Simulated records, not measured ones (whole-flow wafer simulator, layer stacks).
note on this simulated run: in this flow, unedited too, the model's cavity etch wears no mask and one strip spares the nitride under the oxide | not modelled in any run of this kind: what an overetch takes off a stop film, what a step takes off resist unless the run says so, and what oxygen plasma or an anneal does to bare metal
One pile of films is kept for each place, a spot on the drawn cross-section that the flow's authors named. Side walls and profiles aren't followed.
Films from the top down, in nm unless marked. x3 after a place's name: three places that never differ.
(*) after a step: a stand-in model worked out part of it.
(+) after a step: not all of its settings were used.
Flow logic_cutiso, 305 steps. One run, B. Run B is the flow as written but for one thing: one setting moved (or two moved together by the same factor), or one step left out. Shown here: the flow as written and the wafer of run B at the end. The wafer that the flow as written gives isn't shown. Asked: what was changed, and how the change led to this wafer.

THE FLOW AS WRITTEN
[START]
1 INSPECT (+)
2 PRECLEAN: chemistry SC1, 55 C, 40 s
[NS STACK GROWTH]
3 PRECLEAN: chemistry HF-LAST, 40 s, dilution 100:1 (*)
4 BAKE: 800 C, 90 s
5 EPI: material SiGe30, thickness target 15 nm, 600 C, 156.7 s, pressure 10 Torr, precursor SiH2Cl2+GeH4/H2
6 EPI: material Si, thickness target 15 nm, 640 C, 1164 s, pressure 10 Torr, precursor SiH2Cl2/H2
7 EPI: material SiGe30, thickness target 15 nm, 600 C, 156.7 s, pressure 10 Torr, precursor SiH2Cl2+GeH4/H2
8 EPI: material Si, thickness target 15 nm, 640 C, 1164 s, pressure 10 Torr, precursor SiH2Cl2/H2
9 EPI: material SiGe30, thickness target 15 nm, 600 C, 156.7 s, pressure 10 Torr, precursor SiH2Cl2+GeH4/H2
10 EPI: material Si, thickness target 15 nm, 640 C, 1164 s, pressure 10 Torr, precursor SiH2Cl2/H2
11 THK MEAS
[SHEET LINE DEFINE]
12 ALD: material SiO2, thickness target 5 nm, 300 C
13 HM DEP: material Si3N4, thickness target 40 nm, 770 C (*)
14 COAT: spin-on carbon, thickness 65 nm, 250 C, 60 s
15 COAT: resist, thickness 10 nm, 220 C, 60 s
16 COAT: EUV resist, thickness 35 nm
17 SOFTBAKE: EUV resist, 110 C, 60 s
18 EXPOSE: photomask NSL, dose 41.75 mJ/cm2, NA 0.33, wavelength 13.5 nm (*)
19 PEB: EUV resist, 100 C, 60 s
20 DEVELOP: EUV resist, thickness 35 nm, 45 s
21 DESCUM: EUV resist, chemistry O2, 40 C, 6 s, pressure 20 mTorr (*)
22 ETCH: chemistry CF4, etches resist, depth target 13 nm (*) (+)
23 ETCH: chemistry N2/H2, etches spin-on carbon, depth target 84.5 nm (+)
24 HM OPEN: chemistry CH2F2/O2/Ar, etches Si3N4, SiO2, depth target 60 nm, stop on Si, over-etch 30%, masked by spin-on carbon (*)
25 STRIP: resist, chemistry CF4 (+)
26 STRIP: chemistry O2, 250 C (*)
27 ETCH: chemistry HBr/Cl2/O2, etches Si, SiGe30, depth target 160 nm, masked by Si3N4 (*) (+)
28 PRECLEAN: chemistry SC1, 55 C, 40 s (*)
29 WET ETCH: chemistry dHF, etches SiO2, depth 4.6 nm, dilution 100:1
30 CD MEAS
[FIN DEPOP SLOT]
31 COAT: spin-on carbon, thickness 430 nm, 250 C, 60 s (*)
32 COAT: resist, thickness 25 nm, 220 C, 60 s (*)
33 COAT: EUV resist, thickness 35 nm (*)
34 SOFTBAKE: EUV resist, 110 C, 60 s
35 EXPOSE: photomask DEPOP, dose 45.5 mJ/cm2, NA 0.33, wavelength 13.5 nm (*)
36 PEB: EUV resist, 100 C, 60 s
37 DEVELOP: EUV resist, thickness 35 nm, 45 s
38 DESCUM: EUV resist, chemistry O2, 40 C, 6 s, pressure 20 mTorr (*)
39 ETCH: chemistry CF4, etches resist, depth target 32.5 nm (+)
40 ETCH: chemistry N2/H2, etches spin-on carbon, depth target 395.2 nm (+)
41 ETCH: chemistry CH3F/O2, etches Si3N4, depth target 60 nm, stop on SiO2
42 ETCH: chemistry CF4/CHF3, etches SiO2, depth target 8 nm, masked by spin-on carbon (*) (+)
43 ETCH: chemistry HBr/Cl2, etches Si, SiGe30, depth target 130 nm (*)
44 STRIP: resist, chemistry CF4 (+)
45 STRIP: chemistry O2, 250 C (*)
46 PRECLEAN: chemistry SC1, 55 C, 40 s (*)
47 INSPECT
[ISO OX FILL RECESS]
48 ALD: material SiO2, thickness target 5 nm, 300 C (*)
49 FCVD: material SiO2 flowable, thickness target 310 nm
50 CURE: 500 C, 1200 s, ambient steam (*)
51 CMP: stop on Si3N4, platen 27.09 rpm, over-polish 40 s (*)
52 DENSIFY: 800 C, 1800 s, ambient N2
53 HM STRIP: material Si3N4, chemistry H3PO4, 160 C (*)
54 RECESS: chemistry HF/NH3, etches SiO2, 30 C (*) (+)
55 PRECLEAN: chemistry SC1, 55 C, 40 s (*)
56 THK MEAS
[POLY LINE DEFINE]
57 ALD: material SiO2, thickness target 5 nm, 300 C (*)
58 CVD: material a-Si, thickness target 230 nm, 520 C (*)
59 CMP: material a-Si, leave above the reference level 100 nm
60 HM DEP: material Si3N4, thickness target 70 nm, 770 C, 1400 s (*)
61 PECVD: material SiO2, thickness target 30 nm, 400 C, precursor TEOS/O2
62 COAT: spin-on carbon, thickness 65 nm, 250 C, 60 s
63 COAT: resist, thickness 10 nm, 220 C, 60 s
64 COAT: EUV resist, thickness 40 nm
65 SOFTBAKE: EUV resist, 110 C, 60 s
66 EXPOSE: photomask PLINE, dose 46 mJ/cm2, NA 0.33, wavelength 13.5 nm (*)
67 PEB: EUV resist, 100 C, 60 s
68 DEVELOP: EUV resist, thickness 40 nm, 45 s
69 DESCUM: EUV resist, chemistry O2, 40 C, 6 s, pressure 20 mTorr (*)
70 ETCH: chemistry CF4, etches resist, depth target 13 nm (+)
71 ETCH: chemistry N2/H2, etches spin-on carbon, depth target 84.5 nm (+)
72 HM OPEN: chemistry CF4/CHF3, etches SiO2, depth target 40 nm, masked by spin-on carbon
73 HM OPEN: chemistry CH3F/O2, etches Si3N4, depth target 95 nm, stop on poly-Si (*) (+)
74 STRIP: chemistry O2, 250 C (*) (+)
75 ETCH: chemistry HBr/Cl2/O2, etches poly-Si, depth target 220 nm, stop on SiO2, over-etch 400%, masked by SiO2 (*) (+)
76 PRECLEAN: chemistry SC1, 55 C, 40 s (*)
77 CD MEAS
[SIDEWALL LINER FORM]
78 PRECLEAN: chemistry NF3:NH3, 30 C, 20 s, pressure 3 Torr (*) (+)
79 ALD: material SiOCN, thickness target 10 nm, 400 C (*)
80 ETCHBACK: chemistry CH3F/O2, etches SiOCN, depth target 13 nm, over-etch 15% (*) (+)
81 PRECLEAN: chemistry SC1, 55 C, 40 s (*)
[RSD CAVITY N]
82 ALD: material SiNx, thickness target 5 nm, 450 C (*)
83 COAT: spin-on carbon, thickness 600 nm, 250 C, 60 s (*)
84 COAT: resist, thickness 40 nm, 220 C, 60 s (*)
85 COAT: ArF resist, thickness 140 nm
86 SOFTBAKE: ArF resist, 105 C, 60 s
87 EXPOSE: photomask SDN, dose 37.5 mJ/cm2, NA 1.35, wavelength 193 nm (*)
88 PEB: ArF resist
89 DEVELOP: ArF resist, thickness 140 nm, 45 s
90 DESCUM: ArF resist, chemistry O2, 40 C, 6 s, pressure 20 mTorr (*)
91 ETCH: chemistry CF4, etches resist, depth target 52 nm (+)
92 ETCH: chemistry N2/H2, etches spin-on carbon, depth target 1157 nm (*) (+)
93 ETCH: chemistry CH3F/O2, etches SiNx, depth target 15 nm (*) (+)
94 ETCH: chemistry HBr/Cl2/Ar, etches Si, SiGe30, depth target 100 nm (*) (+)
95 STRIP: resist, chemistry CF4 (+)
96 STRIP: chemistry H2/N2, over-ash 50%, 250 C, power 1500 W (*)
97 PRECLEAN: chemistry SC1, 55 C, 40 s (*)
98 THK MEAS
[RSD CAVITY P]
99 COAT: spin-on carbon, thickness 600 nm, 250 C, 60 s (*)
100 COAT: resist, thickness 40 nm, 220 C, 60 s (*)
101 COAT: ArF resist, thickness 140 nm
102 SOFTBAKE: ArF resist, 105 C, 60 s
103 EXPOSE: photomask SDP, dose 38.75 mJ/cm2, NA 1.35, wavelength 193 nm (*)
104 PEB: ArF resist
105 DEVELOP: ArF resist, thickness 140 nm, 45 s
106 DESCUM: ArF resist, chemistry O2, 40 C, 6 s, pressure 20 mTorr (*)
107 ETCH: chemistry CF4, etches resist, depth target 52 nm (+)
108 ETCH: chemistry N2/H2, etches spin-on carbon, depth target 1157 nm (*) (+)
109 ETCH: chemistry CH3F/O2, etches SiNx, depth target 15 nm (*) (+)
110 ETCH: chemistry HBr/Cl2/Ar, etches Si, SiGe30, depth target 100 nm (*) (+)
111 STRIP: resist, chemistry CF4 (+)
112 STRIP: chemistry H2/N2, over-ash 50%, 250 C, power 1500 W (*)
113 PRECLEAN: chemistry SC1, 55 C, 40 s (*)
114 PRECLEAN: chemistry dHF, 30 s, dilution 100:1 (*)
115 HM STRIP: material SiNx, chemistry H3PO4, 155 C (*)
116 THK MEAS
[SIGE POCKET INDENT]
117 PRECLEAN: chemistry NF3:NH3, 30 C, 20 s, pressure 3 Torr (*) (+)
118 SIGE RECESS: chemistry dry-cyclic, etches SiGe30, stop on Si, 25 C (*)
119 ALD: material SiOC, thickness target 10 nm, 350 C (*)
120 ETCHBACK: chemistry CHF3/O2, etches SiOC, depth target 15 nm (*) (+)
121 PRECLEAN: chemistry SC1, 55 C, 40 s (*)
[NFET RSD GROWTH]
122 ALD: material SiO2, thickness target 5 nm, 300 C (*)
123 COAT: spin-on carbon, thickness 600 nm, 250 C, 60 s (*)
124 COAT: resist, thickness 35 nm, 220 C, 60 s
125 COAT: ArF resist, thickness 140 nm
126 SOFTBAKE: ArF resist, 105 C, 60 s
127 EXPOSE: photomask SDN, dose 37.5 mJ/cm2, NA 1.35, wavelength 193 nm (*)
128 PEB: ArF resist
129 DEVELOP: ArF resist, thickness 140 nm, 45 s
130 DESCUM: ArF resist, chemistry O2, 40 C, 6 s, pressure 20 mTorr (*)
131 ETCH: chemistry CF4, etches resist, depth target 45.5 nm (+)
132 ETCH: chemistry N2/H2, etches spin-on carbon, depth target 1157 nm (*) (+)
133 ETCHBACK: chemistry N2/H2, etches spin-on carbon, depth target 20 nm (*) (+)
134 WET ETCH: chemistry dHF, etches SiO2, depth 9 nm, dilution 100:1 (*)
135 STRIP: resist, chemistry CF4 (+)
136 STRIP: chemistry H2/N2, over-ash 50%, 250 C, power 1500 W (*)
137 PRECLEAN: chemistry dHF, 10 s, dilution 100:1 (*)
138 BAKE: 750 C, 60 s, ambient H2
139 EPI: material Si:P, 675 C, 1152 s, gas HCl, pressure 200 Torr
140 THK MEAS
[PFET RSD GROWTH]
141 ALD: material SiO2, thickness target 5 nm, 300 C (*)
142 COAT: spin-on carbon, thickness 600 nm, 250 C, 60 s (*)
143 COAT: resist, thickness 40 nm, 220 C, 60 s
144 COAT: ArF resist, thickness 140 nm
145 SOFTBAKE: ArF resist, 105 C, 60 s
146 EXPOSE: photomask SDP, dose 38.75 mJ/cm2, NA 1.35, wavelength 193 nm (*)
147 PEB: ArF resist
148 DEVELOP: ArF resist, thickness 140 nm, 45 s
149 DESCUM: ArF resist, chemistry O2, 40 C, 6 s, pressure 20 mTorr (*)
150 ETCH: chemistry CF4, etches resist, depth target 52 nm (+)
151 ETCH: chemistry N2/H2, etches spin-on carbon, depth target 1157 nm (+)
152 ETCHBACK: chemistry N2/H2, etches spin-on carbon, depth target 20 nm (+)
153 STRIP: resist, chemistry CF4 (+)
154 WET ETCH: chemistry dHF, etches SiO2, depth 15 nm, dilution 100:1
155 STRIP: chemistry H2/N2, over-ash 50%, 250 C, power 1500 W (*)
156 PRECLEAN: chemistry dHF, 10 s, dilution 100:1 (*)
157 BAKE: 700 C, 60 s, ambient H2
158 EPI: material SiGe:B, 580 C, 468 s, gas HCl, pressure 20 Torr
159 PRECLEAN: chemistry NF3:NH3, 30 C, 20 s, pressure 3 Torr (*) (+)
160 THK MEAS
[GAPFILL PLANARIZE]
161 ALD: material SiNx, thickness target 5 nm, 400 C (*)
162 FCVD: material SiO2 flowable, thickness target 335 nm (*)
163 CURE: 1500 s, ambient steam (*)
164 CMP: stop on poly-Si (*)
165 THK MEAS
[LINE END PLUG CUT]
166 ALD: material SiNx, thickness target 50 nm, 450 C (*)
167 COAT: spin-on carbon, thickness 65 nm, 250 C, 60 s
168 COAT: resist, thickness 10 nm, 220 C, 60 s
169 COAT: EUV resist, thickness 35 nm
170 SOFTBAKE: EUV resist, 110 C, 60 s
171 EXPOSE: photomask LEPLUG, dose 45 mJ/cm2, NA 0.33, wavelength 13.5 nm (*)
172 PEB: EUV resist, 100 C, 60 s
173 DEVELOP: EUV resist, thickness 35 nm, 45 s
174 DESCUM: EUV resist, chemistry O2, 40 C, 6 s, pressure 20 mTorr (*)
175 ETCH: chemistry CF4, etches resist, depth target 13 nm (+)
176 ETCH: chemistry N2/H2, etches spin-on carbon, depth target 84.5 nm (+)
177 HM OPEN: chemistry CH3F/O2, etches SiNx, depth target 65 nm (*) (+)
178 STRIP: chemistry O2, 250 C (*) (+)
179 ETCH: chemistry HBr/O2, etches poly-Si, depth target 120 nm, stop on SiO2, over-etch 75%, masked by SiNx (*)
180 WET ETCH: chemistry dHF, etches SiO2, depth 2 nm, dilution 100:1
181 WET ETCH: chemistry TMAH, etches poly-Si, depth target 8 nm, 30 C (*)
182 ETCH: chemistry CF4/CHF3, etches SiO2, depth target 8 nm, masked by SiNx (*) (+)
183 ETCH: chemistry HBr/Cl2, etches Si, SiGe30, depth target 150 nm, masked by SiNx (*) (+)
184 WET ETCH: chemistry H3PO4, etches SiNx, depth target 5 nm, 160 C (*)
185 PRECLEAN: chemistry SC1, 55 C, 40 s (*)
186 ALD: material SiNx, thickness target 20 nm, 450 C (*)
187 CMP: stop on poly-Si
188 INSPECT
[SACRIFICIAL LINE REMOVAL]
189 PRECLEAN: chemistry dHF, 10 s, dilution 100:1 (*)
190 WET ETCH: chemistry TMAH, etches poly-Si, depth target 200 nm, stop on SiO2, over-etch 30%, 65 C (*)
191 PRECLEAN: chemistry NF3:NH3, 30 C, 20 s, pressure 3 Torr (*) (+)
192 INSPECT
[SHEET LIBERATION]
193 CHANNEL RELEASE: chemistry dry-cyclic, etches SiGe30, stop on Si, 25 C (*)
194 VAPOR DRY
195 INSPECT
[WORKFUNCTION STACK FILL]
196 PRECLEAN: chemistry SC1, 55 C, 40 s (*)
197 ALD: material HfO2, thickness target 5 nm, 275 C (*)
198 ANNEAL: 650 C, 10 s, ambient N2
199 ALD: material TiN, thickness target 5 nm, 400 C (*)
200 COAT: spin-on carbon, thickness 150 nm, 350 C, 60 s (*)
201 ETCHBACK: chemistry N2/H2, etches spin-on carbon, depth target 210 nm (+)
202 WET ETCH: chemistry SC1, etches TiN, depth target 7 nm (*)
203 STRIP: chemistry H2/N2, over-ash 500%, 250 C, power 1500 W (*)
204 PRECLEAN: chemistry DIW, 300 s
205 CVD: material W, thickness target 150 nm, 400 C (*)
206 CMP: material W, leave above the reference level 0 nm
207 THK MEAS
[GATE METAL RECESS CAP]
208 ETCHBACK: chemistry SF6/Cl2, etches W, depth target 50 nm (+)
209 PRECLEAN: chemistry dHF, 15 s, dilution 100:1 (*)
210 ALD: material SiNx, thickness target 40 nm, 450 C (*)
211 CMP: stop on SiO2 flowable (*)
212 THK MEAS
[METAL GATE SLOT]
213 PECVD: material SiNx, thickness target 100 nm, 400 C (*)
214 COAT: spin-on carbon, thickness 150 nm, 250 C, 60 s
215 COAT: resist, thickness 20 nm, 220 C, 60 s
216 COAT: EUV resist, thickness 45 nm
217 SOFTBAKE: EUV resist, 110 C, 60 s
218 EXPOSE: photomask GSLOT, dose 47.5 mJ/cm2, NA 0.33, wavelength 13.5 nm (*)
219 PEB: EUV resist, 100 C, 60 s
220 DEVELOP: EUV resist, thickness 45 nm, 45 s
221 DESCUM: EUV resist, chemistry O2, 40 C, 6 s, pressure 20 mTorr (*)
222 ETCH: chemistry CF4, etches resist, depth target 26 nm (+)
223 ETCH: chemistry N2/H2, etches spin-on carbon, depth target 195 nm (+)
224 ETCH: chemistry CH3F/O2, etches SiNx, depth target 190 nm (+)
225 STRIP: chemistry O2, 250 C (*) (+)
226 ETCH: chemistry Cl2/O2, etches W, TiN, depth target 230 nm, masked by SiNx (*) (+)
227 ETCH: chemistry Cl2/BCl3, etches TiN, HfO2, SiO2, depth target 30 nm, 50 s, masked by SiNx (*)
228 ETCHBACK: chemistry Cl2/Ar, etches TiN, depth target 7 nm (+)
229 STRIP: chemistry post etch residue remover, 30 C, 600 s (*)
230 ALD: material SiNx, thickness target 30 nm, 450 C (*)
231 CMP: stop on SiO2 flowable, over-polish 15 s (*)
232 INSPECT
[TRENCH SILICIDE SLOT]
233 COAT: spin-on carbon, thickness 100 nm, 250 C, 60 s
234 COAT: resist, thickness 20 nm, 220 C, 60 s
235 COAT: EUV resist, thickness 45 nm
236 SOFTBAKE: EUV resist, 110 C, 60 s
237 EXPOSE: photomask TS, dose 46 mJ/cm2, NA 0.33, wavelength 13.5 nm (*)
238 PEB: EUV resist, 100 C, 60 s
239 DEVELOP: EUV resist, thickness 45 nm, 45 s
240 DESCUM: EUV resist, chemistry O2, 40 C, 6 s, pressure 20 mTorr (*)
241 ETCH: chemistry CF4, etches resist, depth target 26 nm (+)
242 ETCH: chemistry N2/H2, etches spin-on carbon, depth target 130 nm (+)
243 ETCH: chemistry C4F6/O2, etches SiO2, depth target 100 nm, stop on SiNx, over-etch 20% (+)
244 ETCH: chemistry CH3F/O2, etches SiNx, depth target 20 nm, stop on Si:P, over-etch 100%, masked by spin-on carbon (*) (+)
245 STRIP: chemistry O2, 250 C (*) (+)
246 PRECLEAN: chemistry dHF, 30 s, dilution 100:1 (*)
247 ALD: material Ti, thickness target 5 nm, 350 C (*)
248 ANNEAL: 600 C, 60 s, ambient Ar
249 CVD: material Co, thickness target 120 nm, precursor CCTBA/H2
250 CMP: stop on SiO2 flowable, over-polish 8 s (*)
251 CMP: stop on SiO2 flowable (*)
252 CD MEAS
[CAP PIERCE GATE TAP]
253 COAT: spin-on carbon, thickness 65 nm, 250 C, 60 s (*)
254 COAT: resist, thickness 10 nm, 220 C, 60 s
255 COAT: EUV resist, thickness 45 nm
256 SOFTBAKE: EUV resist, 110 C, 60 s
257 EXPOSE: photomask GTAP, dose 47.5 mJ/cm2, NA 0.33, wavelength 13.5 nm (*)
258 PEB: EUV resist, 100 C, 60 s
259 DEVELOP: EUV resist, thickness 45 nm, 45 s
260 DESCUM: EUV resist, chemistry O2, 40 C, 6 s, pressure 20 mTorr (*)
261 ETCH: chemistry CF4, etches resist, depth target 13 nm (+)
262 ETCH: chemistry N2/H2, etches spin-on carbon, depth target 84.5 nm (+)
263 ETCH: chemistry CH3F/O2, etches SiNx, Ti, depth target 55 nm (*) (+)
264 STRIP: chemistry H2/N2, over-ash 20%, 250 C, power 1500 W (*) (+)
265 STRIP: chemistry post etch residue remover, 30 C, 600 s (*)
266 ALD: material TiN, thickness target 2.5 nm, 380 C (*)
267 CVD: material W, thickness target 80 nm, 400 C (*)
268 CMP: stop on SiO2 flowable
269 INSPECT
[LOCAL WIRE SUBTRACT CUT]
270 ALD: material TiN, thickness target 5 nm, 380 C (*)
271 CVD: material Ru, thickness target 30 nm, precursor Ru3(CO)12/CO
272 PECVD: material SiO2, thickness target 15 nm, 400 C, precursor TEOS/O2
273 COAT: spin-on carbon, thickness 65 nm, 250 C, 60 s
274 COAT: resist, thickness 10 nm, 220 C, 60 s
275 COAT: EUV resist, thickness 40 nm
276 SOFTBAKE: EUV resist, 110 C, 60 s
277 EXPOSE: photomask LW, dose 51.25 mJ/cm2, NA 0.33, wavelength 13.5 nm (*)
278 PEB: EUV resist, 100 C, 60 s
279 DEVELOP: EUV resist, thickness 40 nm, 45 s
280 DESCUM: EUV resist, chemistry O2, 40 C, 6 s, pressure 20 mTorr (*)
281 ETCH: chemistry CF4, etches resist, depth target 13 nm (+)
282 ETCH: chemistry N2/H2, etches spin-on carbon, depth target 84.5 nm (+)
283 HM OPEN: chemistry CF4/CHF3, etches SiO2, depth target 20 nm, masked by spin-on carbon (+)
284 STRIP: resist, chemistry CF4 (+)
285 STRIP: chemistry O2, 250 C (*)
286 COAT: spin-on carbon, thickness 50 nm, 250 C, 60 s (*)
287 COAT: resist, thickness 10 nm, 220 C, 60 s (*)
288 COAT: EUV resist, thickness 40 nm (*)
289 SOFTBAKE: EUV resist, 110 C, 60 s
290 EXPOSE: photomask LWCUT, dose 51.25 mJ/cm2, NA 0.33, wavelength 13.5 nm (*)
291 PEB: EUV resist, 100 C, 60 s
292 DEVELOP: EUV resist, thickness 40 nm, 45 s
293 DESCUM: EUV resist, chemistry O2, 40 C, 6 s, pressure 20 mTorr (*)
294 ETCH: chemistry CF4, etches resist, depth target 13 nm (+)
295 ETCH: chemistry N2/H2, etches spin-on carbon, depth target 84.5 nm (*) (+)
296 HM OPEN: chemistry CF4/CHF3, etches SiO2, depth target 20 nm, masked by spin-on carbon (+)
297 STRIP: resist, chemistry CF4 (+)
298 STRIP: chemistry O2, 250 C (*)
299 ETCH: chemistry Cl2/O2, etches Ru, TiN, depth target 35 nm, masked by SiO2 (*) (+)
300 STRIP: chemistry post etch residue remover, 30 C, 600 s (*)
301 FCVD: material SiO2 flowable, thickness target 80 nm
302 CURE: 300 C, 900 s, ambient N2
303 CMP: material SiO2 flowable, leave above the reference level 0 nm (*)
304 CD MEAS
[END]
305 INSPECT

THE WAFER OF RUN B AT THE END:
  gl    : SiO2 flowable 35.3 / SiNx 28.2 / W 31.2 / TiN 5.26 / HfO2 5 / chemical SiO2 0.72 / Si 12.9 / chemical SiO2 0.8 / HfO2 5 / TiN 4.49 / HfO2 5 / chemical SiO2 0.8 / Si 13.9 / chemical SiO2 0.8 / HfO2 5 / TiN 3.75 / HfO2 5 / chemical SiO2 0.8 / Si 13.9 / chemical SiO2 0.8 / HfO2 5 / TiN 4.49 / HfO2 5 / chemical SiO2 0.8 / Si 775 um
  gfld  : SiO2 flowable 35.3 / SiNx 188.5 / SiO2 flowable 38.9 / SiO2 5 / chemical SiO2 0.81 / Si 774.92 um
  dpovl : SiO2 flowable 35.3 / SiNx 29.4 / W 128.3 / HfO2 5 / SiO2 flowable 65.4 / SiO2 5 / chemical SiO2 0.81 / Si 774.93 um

The cause: step 7, EPI: 148.9 s was run, where the flow has 156.7 s.

How the change led to this, step by step:
  7 EPI: material SiGe30, thickness target 15 nm, 600 C, 156.7 s, pressure 10 Torr, precursor SiH2Cl2+GeH4/H2
      depop, dpovl, gfld and 19 more: SiGe30 +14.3 (new film) (as written it would be: SiGe30 +15 (new film))
  27 ETCH: chemistry HBr/Cl2/O2, etches Si, SiGe30, depth target 160 nm, masked by Si3N4 (*) (+)
      gfld, gxf, iso, lnri: chemical SiO2 -0.79 (all of it), Si -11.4 (all of it), SiGe30 -15 (all of it), Si -15 (all of it), SiGe30 -14.3 (all of it), Si -15 (all of it), SiGe30 -15 (all of it), Si -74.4 (as written it would be: chemical SiO2 -0.79 (all of it), Si -11.4 (all of it), SiGe30 -15 (all of it), Si -15 (all of it), SiGe30 -15 (all of it), Si -15 (all of it), SiGe30 -15 (all of it), Si -73.6)
      dpovl, nsgap: chemical SiO2 -0.79 (all of it), Si -11.8 (all of it), SiGe30 -15 (all of it), Si -15 (all of it), SiGe30 -14.3 (all of it), Si -15 (all of it), SiGe30 -15 (all of it), Si -74 (as written it would be: chemical SiO2 -0.79 (all of it), Si -11.8 (all of it), SiGe30 -15 (all of it), Si -15 (all of it), SiGe30 -15 (all of it), Si -15 (all of it), SiGe30 -15 (all of it), Si -73.2)
      (and at 1 more place)
  43 ETCH: chemistry HBr/Cl2, etches Si, SiGe30, depth target 130 nm (*)
      depop: Si -14 (all of it), SiGe30 -15 (all of it), Si -15 (all of it), SiGe30 -14.3 (all of it), Si -15 (all of it), SiGe30 -15 (all of it), Si -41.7 (as written it would be: Si -14 (all of it), SiGe30 -15 (all of it), Si -15 (all of it), SiGe30 -15 (all of it), Si -15 (all of it), SiGe30 -15 (all of it), Si -41)
  94 ETCH: chemistry HBr/Cl2/Ar, etches Si, SiGe30, depth target 100 nm (*) (+)
      rsdn, rsdx: chemical SiO2 -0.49 (all of it), Si -12.8 (all of it), SiGe30 -15 (all of it), Si -15 (all of it), SiGe30 -14.3 (all of it), Si -15 (all of it), SiGe30 -15 (all of it), Si -12.9 (as written it would be: chemical SiO2 -0.49 (all of it), Si -12.8 (all of it), SiGe30 -15 (all of it), Si -15 (all of it), SiGe30 -15 (all of it), Si -15 (all of it), SiGe30 -15 (all of it), Si -12.2)
  110 ETCH: chemistry HBr/Cl2/Ar, etches Si, SiGe30, depth target 100 nm (*) (+)
      rsdp, rsdw: chemical SiO2 -0.49 (all of it), Si -12.8 (all of it), SiGe30 -15 (all of it), Si -15 (all of it), SiGe30 -14.3 (all of it), Si -15 (all of it), SiGe30 -15 (all of it), Si -12.9 (as written it would be: chemical SiO2 -0.49 (all of it), Si -12.8 (all of it), SiGe30 -15 (all of it), Si -15 (all of it), SiGe30 -15 (all of it), Si -15 (all of it), SiGe30 -15 (all of it), Si -12.2)
  118 SIGE RECESS: chemistry dry-cyclic, etches SiGe30, stop on Si, 25 C (*)
      lnr, lnrp, lnrt: SiOCN -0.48, Si -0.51, cavity +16 (new film), SiGe30 -15 (all of it), Si -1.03, cavity +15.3 (new film), SiGe30 -14.3 (all of it), Si -1.03, cavity +16 (new film), SiGe30 -15 (all of it), Si -0.51 (as written it would be: SiOCN -0.48, Si -0.51, cavity +16 (new film), SiGe30 -15 (all of it), Si -1.03, cavity +16 (new film), SiGe30 -15 (all of it), Si -1.03, cavity +16 (new film), SiGe30 -15 (all of it), Si -0.51)
  119 ALD: material SiOC, thickness target 10 nm, 350 C (*)
      lnr, lnrp, lnrt: SiOC +10 (new film), SiOC +16 (new film), cavity -16 (all of it), SiOC +15.3 (new film), cavity -15.3 (all of it), SiOC +16 (new film), cavity -16 (all of it) (as written it would be: SiOC +10 (new film), SiOC +16 (new film), cavity -16 (all of it), SiOC +16 (new film), cavity -16 (all of it), SiOC +16 (new film), cavity -16 (all of it))
  183 ETCH: chemistry HBr/Cl2, etches Si, SiGe30, depth target 150 nm, masked by SiNx (*) (+)
      plug: Si -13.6 (all of it), SiGe30 -15 (all of it), Si -15 (all of it), SiGe30 -14.3 (all of it), Si -15 (all of it), SiGe30 -15 (all of it), Si -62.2 (as written it would be: Si -13.6 (all of it), SiGe30 -15 (all of it), Si -15 (all of it), SiGe30 -15 (all of it), Si -15 (all of it), SiGe30 -15 (all of it), Si -61.4)
  193 CHANNEL RELEASE: chemistry dry-cyclic, etches SiGe30, stop on Si, 25 C (*)
      gl, glp, gxn, gxp, ns, tap: chemical SiO2 +0.8 (new film), Si -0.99, chemical SiO2 +0.8 (new film), cavity +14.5 (new film), chemical SiO2 +0.8 (new film), SiGe30 -15 (all of it), Si -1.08, chemical SiO2 +0.8 (new film), cavity +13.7 (new film), chemical SiO2 +0.8 (new film), SiGe30 -14.3 (all of it), Si -1.08, chemical SiO2 +0.8 (new film), cavity +14.5 (new film), chemical SiO2 +0.8 (new film), SiGe30 -15 (all of it), Si -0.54 (as written it would be: chemical SiO2 +0.8 (new film), Si -0.99, chemical SiO2 +0.8 (new film), cavity +14.5 (new film), chemical SiO2 +0.8 (new film), SiGe30 -15 (all of it), Si -1.08, chemical SiO2 +0.8 (new film), cavity +14.5 (new film), chemical SiO2 +0.8 (new film), SiGe30 -15 (all of it), Si -1.08, chemical SiO2 +0.8 (new film), cavity +14.5 (new film), chemical SiO2 +0.8 (new film), SiGe30 -15 (all of it), Si -0.54)
  199 ALD: material TiN, thickness target 5 nm, 400 C (*)
      gl, glp, tap: TiN +5.26 (new film), TiN +4.49 (new film), cavity -4.49 (all of it), TiN +3.75 (new film), cavity -3.75 (all of it), TiN +4.49 (new film), cavity -4.49 (all of it) (as written it would be: TiN +5.26 (new film), TiN +4.49 (new film), cavity -4.49 (all of it), TiN +4.49 (new film), cavity -4.49 (all of it), TiN +4.49 (new film), cavity -4.49 (all of it))
      gxn, gxp, ns: TiN +5 (new film), TiN +4.49 (new film), cavity -4.49 (all of it), TiN +3.75 (new film), cavity -3.75 (all of it), TiN +4.49 (new film), cavity -4.49 (all of it) (as written it would be: TiN +5 (new film), TiN +4.49 (new film), cavity -4.49 (all of it), TiN +4.49 (new film), cavity -4.49 (all of it), TiN +4.49 (new film), cavity -4.49 (all of it))
